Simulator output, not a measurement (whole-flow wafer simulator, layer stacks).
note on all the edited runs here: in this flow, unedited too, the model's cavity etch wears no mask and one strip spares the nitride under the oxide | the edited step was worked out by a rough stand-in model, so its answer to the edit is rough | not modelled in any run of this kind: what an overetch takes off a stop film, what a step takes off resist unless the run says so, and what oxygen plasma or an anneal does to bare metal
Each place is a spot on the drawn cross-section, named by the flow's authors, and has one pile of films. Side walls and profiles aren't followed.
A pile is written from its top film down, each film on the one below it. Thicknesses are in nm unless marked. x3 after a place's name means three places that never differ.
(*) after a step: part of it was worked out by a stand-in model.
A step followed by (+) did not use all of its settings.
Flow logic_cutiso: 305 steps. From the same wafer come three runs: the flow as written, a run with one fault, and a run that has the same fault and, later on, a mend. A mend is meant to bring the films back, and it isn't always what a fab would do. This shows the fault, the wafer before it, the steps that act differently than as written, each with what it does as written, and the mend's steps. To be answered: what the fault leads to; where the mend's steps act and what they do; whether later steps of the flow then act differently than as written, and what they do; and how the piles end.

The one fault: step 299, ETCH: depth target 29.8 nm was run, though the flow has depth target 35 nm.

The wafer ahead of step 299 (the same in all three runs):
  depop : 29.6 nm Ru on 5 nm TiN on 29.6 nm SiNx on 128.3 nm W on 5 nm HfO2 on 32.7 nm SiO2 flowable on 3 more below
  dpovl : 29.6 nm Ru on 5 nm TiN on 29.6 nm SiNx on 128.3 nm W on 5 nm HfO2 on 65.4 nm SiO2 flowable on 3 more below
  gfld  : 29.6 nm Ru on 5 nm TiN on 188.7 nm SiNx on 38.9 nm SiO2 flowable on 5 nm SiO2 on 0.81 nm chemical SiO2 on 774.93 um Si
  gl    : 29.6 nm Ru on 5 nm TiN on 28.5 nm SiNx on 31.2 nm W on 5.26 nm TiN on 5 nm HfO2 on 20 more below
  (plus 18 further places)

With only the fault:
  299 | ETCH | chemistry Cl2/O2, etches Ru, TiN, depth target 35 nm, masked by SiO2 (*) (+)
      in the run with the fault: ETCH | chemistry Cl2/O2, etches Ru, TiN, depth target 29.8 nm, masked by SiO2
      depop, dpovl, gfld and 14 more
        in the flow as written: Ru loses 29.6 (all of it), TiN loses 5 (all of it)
        in the run with the fault: Ru loses 29.6 (all of it), TiN loses 0.16
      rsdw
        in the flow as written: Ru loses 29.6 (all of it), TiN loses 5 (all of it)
        in the run with the fault: Ru loses 29.6 (all of it), TiN loses 0.15
  Later steps of the flow acting differently than as written (1 other step is not shown; it differs only slightly, by no more than 2% or 0.5 nm, whichever is larger):
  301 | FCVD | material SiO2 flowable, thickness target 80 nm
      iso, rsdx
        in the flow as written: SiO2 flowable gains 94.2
        in the run with the fault: SiO2 flowable gains 92.9 (new film)
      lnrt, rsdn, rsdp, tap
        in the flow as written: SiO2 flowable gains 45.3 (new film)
        in the run with the fault: SiO2 flowable gains 48.7 (new film)
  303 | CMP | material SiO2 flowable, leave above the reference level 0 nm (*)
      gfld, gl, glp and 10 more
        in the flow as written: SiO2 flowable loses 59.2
        in the run with the fault: SiO2 flowable loses 62.7
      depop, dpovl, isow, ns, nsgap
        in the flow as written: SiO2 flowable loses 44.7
        in the run with the fault: SiO2 flowable loses 49.8
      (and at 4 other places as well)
  The piles end different from the flow's at depop, dpovl, gfld and 15 more by more than 2% or 0.5 nm, whichever is larger.
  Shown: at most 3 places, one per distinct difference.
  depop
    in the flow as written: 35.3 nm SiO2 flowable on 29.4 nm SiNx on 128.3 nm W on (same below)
    in the run with the fault: 30.2 nm SiO2 flowable on 4.84 nm TiN on 29.6 nm SiNx on 128.3 nm W on (same below)
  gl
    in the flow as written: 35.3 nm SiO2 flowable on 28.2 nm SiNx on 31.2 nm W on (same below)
    in the run with the fault: 30.2 nm SiO2 flowable on 4.84 nm TiN on 28.5 nm SiNx on 31.2 nm W on (same below)
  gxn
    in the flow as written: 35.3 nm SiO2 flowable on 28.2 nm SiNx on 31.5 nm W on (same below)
    in the run with the fault: 30.2 nm SiO2 flowable on 4.84 nm TiN on 28.5 nm SiNx on 31.5 nm W on (same below)

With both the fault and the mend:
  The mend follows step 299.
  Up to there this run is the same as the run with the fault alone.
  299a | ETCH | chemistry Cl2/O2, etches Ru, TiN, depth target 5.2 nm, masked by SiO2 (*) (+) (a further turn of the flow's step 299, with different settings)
      depop, dpovl, gfld and 14 more
        TiN loses 4.84 (all of it)
      lnrt, rsdn, rsdp, tap
        SiO2 loses 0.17
      rsdw
        TiN loses 4.85 (all of it)
  Later steps of the flow that are run all act as written at every place that is followed.
  By the end, the piles equal the flow's at every place that both follow.
